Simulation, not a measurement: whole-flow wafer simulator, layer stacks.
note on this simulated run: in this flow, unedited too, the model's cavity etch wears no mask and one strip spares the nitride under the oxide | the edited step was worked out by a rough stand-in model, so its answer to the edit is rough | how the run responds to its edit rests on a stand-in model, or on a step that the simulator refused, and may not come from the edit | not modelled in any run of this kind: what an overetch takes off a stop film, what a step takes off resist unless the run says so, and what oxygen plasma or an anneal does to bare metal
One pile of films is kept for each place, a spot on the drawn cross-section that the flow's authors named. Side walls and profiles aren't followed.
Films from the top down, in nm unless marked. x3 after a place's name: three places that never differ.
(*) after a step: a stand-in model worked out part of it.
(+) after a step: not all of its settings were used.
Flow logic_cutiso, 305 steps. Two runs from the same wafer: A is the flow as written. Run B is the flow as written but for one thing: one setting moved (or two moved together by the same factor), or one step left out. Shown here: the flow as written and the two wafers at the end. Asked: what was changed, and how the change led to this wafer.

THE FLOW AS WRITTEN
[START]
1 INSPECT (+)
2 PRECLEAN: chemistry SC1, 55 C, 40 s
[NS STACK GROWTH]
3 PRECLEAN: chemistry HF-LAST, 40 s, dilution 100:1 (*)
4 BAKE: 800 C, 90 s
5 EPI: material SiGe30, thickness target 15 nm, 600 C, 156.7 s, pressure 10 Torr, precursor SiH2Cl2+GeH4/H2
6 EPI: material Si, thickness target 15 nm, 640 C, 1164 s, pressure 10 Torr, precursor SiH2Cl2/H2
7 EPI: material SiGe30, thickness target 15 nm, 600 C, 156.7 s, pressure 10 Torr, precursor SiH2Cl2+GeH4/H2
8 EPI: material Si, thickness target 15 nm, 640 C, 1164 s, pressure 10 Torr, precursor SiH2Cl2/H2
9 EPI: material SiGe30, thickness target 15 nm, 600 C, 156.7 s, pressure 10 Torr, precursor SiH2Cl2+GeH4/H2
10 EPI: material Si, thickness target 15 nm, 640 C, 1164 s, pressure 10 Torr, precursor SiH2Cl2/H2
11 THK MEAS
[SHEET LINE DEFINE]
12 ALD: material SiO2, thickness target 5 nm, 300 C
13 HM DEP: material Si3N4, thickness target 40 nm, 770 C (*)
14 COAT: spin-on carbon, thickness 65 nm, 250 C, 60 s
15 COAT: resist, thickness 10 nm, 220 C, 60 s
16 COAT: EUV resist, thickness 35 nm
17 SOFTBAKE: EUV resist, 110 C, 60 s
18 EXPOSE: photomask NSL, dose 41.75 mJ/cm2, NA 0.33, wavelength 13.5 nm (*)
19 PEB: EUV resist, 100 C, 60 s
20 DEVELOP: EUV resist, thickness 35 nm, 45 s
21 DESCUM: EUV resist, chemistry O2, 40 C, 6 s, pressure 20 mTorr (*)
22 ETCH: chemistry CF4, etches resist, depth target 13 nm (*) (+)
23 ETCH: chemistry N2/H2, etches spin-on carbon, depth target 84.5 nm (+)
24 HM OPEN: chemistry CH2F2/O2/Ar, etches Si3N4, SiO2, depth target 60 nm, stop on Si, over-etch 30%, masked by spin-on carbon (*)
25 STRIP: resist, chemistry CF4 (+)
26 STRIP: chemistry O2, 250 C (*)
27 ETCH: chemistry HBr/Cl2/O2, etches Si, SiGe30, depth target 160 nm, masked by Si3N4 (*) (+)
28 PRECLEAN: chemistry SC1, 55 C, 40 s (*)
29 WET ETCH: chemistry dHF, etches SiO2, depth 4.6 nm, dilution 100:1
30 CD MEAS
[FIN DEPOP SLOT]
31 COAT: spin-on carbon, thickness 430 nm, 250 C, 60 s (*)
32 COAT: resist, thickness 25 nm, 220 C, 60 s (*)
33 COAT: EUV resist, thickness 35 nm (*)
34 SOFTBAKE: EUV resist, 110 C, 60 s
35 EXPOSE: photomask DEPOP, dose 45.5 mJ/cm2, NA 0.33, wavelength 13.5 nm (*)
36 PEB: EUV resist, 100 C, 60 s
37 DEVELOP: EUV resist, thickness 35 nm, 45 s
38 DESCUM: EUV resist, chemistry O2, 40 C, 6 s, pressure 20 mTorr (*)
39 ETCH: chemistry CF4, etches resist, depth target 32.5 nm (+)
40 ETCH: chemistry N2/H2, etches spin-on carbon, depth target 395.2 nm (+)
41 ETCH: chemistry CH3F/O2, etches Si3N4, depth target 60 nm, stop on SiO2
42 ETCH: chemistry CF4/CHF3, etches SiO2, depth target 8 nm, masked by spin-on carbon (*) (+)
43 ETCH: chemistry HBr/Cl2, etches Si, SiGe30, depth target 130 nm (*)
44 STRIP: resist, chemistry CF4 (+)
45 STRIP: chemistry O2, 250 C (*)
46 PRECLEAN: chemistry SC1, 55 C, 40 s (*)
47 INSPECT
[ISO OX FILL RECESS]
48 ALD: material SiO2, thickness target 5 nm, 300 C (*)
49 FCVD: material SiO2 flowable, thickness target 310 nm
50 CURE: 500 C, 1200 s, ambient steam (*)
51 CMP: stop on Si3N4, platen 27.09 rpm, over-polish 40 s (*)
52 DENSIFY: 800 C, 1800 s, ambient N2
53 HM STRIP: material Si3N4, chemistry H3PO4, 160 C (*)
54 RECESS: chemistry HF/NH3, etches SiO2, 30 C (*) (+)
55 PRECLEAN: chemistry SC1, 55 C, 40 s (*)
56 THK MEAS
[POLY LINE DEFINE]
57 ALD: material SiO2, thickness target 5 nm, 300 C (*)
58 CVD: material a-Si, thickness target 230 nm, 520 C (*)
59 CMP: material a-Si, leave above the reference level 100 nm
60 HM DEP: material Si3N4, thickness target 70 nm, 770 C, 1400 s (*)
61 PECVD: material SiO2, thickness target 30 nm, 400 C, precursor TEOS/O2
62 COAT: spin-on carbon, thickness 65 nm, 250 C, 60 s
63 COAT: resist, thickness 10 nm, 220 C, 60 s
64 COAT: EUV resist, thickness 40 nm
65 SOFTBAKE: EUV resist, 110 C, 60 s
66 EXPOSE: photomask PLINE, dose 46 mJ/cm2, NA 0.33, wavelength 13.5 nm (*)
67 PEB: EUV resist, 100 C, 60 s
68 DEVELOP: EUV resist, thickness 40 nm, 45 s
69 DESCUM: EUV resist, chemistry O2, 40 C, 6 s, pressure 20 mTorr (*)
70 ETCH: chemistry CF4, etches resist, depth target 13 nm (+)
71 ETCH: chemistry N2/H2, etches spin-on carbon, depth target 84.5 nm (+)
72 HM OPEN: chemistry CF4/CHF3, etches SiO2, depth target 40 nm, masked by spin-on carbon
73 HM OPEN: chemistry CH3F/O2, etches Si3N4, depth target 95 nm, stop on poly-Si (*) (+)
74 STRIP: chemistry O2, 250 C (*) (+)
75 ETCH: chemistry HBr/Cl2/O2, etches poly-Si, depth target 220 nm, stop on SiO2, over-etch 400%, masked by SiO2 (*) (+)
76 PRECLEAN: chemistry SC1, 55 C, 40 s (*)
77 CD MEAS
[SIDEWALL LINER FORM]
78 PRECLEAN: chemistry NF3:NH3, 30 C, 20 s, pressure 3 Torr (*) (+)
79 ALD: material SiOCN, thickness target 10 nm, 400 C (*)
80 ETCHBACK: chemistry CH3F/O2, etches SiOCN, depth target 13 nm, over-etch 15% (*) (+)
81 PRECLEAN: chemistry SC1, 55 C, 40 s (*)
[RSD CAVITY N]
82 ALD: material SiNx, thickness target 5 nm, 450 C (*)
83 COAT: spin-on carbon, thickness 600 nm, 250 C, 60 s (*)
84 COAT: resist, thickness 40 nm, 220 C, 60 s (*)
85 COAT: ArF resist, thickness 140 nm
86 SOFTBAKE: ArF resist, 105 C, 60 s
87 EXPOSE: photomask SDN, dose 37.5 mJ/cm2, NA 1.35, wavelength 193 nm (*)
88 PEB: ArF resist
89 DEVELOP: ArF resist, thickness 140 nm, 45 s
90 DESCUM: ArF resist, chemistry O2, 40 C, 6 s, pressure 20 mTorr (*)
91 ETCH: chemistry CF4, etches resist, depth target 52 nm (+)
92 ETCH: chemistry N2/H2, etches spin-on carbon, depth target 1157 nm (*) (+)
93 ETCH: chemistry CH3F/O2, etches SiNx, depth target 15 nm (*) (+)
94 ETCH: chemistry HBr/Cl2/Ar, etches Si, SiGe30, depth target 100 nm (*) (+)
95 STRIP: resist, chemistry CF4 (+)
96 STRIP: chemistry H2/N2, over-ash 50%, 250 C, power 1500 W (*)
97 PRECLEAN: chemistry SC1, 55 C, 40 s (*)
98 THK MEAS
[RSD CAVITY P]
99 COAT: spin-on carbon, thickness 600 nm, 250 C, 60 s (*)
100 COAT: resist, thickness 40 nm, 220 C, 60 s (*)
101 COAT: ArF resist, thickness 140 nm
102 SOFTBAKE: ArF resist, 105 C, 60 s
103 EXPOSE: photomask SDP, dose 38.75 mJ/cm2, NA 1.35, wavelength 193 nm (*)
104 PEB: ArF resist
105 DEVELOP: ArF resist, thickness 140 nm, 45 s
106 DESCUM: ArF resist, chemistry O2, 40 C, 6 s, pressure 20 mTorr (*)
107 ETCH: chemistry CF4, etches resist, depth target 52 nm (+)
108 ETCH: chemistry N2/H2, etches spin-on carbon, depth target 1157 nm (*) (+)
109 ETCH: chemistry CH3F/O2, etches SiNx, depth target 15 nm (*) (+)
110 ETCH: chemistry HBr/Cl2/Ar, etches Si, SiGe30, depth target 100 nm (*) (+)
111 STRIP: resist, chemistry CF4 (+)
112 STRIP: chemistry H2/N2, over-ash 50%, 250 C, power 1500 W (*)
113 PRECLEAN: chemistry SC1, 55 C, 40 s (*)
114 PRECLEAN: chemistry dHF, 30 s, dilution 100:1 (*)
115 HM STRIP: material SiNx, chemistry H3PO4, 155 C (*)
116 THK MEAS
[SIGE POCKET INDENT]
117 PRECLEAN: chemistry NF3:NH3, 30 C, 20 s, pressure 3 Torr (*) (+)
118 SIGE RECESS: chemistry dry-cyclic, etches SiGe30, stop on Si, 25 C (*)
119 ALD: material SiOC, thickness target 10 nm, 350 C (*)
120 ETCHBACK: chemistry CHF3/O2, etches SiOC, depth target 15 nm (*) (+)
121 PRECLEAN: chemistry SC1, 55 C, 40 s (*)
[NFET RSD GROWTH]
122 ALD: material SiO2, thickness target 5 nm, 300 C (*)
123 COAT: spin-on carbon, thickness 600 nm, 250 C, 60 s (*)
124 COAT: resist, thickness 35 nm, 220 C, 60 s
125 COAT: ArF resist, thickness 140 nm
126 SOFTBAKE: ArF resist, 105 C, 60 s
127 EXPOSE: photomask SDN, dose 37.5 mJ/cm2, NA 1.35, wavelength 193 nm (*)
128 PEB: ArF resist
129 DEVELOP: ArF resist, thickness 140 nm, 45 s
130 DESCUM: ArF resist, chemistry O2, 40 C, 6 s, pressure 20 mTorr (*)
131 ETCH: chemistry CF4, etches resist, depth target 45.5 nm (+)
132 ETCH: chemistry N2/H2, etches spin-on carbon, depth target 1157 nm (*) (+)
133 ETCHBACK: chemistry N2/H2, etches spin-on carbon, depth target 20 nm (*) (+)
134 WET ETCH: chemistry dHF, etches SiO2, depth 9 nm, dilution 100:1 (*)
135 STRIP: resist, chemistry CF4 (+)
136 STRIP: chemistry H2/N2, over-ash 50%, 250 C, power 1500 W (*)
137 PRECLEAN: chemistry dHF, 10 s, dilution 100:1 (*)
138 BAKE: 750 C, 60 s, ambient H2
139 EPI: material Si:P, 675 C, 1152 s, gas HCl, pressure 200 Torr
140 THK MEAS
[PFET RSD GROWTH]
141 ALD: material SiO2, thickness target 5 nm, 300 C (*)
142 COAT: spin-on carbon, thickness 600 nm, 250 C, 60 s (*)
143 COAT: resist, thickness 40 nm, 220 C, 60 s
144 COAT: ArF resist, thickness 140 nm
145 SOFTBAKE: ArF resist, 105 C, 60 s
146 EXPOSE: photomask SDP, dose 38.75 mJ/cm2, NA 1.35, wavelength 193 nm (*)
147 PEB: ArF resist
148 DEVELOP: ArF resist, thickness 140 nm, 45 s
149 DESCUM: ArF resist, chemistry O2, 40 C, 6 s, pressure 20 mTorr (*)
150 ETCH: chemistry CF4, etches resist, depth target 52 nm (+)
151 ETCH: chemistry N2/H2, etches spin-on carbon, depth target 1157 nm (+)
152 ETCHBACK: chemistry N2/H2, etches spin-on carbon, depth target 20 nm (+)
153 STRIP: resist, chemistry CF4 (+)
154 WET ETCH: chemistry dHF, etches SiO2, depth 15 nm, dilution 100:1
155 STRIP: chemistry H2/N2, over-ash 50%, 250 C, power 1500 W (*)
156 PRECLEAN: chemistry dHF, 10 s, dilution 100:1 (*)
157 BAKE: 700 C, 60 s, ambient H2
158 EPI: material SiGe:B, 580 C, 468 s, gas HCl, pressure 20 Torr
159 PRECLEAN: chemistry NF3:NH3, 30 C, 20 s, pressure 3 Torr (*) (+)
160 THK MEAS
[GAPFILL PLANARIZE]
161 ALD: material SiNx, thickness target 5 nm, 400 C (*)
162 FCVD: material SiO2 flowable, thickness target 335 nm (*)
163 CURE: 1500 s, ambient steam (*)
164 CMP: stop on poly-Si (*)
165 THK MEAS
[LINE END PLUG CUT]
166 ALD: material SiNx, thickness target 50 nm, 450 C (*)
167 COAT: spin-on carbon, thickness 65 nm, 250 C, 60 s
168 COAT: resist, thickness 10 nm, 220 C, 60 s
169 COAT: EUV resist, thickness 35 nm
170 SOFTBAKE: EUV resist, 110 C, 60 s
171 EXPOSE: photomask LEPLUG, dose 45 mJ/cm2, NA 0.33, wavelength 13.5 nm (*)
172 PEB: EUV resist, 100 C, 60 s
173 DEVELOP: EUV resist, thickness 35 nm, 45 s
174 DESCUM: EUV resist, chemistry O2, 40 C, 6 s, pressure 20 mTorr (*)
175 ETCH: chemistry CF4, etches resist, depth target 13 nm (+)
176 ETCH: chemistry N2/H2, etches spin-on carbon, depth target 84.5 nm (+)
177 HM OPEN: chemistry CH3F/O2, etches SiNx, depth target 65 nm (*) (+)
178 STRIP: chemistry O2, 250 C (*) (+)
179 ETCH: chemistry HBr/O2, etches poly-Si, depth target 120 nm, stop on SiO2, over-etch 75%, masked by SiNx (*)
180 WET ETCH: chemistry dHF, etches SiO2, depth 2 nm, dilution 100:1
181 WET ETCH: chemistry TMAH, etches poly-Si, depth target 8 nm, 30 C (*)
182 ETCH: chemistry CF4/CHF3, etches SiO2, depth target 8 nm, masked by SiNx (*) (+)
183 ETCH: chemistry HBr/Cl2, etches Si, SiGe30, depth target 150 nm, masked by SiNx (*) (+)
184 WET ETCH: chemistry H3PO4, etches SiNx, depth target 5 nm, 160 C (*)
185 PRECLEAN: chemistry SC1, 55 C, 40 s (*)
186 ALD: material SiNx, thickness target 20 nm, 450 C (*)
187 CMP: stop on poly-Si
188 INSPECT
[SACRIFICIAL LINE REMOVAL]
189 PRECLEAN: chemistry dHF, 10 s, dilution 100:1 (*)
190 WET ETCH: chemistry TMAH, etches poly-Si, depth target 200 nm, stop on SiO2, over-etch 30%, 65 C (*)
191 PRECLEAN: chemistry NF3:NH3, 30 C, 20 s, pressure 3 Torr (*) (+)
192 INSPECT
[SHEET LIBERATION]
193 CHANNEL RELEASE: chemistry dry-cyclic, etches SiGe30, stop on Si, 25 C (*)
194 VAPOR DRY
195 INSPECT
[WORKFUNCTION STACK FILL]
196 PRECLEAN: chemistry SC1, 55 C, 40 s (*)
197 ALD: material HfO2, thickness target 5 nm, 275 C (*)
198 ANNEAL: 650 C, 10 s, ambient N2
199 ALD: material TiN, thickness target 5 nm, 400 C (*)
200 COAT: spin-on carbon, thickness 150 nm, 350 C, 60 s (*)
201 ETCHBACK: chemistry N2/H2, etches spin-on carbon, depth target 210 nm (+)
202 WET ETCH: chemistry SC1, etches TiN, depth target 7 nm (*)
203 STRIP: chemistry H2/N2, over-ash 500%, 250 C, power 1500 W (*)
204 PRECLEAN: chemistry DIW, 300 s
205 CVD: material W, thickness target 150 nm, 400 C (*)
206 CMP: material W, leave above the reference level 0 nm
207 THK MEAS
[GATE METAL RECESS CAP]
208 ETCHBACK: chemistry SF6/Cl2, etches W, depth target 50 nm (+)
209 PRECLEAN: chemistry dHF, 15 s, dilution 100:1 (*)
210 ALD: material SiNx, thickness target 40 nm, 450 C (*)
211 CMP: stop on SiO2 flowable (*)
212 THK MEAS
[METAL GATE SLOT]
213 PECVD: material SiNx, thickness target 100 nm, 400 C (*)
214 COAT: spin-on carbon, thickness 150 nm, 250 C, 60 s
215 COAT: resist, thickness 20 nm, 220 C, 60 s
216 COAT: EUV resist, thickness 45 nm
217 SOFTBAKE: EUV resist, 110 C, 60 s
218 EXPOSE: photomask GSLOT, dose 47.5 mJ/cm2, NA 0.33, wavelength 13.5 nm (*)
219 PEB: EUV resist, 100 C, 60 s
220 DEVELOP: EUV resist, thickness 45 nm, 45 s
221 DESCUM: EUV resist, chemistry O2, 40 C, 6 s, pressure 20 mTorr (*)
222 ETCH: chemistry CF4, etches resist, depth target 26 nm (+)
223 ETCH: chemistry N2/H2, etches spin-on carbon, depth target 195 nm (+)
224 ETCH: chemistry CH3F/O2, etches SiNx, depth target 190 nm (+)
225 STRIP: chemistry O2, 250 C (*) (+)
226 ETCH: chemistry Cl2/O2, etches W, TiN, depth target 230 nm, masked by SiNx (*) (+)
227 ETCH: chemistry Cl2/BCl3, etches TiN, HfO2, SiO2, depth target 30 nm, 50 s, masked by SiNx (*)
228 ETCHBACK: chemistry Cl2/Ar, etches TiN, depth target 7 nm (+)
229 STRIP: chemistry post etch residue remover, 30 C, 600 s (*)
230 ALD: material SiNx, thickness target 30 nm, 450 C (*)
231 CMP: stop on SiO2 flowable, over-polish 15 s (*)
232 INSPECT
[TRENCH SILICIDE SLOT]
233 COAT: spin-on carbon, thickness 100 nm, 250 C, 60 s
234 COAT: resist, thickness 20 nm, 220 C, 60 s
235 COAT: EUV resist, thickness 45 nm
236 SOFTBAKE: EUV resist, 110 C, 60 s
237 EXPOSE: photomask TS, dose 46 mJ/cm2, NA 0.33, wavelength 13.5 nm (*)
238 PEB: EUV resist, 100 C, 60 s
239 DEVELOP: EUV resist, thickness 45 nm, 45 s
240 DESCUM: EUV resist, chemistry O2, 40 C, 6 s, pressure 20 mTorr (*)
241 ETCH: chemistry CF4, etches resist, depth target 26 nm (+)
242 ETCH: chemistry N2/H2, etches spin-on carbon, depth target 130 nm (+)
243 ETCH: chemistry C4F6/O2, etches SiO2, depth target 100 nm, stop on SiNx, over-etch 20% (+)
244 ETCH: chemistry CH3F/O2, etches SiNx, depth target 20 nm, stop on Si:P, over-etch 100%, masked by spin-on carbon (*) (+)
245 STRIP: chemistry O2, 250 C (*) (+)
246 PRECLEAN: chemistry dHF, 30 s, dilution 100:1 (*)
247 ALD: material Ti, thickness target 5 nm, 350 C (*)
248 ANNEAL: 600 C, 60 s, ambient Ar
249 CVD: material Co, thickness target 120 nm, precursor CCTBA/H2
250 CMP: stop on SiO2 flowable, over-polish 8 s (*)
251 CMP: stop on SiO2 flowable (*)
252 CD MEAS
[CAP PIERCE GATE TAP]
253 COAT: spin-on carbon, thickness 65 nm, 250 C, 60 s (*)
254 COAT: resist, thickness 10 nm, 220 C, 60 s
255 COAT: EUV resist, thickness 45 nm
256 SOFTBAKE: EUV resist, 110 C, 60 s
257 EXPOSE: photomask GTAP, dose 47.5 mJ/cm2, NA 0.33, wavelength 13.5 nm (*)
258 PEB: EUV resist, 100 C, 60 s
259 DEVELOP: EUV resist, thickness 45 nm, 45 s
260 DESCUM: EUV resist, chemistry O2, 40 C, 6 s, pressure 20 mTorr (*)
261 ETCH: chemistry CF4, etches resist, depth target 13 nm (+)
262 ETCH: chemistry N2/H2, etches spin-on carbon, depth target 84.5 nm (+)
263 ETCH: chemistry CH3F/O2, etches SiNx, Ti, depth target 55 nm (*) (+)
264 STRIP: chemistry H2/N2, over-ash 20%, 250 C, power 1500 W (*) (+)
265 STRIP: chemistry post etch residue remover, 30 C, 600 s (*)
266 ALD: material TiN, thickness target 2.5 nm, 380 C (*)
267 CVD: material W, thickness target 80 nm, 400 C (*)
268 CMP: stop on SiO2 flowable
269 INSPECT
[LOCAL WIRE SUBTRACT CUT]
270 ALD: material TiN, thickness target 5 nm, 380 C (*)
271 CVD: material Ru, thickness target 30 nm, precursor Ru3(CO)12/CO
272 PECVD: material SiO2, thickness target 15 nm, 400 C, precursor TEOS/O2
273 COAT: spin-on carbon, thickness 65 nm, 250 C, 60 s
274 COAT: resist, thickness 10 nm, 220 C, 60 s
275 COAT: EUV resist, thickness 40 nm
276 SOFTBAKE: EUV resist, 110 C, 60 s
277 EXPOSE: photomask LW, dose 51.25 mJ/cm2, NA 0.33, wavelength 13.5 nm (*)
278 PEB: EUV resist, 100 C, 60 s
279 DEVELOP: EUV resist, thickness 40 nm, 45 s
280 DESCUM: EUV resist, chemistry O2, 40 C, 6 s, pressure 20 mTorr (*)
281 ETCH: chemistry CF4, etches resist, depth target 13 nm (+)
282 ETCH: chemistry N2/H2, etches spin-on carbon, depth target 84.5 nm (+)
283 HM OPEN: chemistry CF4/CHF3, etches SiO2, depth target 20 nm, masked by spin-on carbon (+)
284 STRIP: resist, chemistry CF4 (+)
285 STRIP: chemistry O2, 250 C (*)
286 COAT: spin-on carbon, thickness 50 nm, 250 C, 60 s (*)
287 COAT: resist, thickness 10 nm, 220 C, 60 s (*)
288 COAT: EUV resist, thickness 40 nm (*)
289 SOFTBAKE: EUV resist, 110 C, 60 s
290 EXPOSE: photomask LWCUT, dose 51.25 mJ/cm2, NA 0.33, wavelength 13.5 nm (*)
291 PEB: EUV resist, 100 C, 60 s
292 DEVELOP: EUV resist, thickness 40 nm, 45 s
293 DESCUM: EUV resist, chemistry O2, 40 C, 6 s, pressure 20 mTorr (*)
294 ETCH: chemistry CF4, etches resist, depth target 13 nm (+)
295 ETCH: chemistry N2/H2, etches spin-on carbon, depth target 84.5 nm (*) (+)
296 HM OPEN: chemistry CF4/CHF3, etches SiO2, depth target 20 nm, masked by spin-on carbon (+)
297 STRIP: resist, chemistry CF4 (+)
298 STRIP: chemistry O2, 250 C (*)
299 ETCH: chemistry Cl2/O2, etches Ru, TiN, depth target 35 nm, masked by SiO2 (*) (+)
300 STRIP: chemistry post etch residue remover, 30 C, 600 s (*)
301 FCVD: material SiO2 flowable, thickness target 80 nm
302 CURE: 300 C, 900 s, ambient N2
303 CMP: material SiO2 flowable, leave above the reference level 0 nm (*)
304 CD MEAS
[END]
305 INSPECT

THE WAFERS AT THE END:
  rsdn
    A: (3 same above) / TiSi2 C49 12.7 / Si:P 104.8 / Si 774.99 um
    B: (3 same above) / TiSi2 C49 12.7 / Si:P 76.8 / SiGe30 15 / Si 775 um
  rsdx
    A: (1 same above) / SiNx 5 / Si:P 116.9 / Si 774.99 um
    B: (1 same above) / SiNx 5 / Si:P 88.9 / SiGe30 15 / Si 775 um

The cause: step 94, ETCH: depth target 70 nm was run, where the flow has depth target 100 nm.

How the change led to this, step by step:
  94 ETCH: chemistry HBr/Cl2/Ar, etches Si, SiGe30, depth target 100 nm (*) (+)
      rsdn, rsdx: A chemical SiO2 -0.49 (all of it), Si -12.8 (all of it), SiGe30 -15 (all of it), Si -15 (all of it), SiGe30 -15 (all of it), Si -15 (all of it), SiGe30 -15 (all of it), Si -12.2 | B chemical SiO2 -0.49 (all of it), Si -12.8 (all of it), SiGe30 -15 (all of it), Si -15 (all of it), SiGe30 -15 (all of it), Si -12.2
  99 COAT: spin-on carbon, thickness 600 nm, 250 C, 60 s (*)
      rsdn, rsdx: A spin-on carbon +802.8 (new film) | B spin-on carbon +777.8 (new film)
  112 STRIP: chemistry H2/N2, over-ash 50%, 250 C, power 1500 W (*)
      rsdn, rsdx: A spin-on carbon -802.8 (all of it) | B spin-on carbon -777.8 (all of it)
  120 ETCHBACK: chemistry CHF3/O2, etches SiOC, depth target 15 nm (*) (+)
      rsdn, rsdx: A SiOC -10 (all of it) | B SiOC -10 (all of it), Si -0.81
  123 COAT: spin-on carbon, thickness 600 nm, 250 C, 60 s (*)
      rsdn, rsdx: A spin-on carbon +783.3 (new film) | B spin-on carbon +758 (new film)
  132 ETCH: chemistry N2/H2, etches spin-on carbon, depth target 1157 nm (*) (+)
      rsdn, rsdx: A spin-on carbon -778.1 (all of it) | B spin-on carbon -752.8 (all of it), SiO2 -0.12
      depop, dpovl, gfld and 12 more: A ArF resist -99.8 (all of it), resist -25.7 | B ArF resist -99.8 (all of it), resist -25
      (and at 1 more place)
  133 ETCHBACK: chemistry N2/H2, etches spin-on carbon, depth target 20 nm (*) (+)
      gxn: A SiO2 -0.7 (all of it), Si3N4 -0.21 | B SiO2 -1.21 (all of it)
  135 STRIP: resist, chemistry CF4 (+)
      rsdn, rsdx: A nothing | B Si -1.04 (all of it)
      depop, dpovl, isow, lnrp, ns, nsgap, rsdp: A resist -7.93 (all of it) | B resist -8.64 (all of it)
      (and at 13 more places)
  139 EPI: material Si:P, 675 C, 1152 s, gas HCl, pressure 200 Torr
      rsdn, rsdx: A Si:P +116.9 (new film) | B Si:P +88.9 (new film)
